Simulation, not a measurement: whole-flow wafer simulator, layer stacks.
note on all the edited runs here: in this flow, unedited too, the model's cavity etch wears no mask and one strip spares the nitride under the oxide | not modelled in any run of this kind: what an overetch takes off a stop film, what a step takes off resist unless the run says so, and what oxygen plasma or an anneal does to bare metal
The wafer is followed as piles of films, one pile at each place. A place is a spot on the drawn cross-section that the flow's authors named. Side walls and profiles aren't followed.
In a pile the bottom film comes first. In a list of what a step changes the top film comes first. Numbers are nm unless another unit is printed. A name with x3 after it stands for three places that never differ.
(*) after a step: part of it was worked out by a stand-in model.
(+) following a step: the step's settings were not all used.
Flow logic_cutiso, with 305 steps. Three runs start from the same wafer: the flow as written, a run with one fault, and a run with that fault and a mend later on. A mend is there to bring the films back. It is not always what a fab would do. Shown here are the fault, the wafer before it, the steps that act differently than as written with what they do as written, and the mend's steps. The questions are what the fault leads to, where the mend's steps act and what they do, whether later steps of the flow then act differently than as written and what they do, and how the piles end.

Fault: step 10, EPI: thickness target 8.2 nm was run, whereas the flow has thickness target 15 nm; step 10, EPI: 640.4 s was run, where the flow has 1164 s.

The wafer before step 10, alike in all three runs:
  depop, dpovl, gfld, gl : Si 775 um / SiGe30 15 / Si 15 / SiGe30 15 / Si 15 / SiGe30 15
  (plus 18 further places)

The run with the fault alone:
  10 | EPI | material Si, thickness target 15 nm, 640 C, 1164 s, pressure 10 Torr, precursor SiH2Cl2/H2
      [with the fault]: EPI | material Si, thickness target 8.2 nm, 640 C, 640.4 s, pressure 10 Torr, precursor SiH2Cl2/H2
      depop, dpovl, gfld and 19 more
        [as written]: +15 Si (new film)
        [with the fault]: +8.25 Si (new film)
  Later steps of the flow acting differently than as written (3 other steps are not shown; they differ only slightly, by no more than 2% or 0.5 nm, whichever is larger):
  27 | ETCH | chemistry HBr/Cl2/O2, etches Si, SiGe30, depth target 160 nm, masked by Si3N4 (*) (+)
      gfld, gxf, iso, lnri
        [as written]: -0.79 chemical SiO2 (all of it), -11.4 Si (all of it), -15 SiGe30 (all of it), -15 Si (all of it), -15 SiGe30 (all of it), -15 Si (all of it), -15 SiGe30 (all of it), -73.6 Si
        [with the fault]: -0.79 chemical SiO2 (all of it), -4.6 Si (all of it), -15 SiGe30 (all of it), -15 Si (all of it), -15 SiGe30 (all of it), -15 Si (all of it), -15 SiGe30 (all of it), -80.4 Si
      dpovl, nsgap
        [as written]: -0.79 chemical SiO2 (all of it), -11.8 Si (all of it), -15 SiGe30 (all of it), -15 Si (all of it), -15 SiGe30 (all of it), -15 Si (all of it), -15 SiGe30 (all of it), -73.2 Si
        [with the fault]: -0.79 chemical SiO2 (all of it), -5 Si (all of it), -15 SiGe30 (all of it), -15 Si (all of it), -15 SiGe30 (all of it), -15 Si (all of it), -15 SiGe30 (all of it), -80 Si
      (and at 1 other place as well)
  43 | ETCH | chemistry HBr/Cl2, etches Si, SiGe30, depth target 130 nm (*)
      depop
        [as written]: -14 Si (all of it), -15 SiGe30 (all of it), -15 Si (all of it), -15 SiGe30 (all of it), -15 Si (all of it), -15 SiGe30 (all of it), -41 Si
        [with the fault]: -7.27 Si (all of it), -15 SiGe30 (all of it), -15 Si (all of it), -15 SiGe30 (all of it), -15 Si (all of it), -15 SiGe30 (all of it), -47.7 Si
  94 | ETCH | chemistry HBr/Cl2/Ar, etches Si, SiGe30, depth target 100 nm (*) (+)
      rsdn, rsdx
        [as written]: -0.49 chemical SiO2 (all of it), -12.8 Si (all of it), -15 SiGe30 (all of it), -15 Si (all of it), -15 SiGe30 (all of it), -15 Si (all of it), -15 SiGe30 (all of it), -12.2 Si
        [with the fault]: -0.49 chemical SiO2 (all of it), -6.07 Si (all of it), -15 SiGe30 (all of it), -15 Si (all of it), -15 SiGe30 (all of it), -15 Si (all of it), -15 SiGe30 (all of it), -18.9 Si
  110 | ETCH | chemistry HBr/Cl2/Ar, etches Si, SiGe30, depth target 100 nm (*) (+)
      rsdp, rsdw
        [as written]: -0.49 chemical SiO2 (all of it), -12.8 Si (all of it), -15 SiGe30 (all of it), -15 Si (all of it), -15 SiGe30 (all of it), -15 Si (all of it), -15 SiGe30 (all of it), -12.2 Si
        [with the fault]: -0.49 chemical SiO2 (all of it), -6.07 Si (all of it), -15 SiGe30 (all of it), -15 Si (all of it), -15 SiGe30 (all of it), -15 Si (all of it), -15 SiGe30 (all of it), -18.9 Si
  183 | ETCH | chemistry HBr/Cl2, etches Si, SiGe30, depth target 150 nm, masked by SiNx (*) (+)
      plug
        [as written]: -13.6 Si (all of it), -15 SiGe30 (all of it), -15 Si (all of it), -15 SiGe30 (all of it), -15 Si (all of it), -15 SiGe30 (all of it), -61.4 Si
        [with the fault]: -6.8 Si (all of it), -15 SiGe30 (all of it), -15 Si (all of it), -15 SiGe30 (all of it), -15 Si (all of it), -15 SiGe30 (all of it), -68.2 Si
  By the end, the piles at gl, glp, gxn and 6 more depart from the flow's by more than 2% or 0.5 nm, whichever is larger.
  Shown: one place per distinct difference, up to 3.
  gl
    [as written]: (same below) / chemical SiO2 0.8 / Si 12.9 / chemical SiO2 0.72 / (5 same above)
    [with the fault]: (same below) / chemical SiO2 0.8 / Si 6.1 / chemical SiO2 0.72 / (5 same above)
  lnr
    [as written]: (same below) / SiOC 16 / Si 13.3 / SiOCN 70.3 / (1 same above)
    [with the fault]: (same below) / SiOC 16 / Si 6.54 / SiOCN 70.3 / (1 same above)
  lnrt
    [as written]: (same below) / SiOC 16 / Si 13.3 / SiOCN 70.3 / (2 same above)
    [with the fault]: (same below) / SiOC 16 / Si 6.54 / SiOCN 70.3 / (2 same above)

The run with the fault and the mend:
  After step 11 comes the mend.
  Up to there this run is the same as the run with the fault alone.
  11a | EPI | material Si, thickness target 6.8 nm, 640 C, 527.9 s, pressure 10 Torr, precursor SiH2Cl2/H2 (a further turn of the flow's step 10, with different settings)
      depop, dpovl, gfld and 19 more
        +6.8 Si
  Every later step of the flow that is run acts as written, at every place that is followed, to within 2% or 0.5 nm, whichever is larger.
  At every place that both follow, the piles at the end match the flow's.
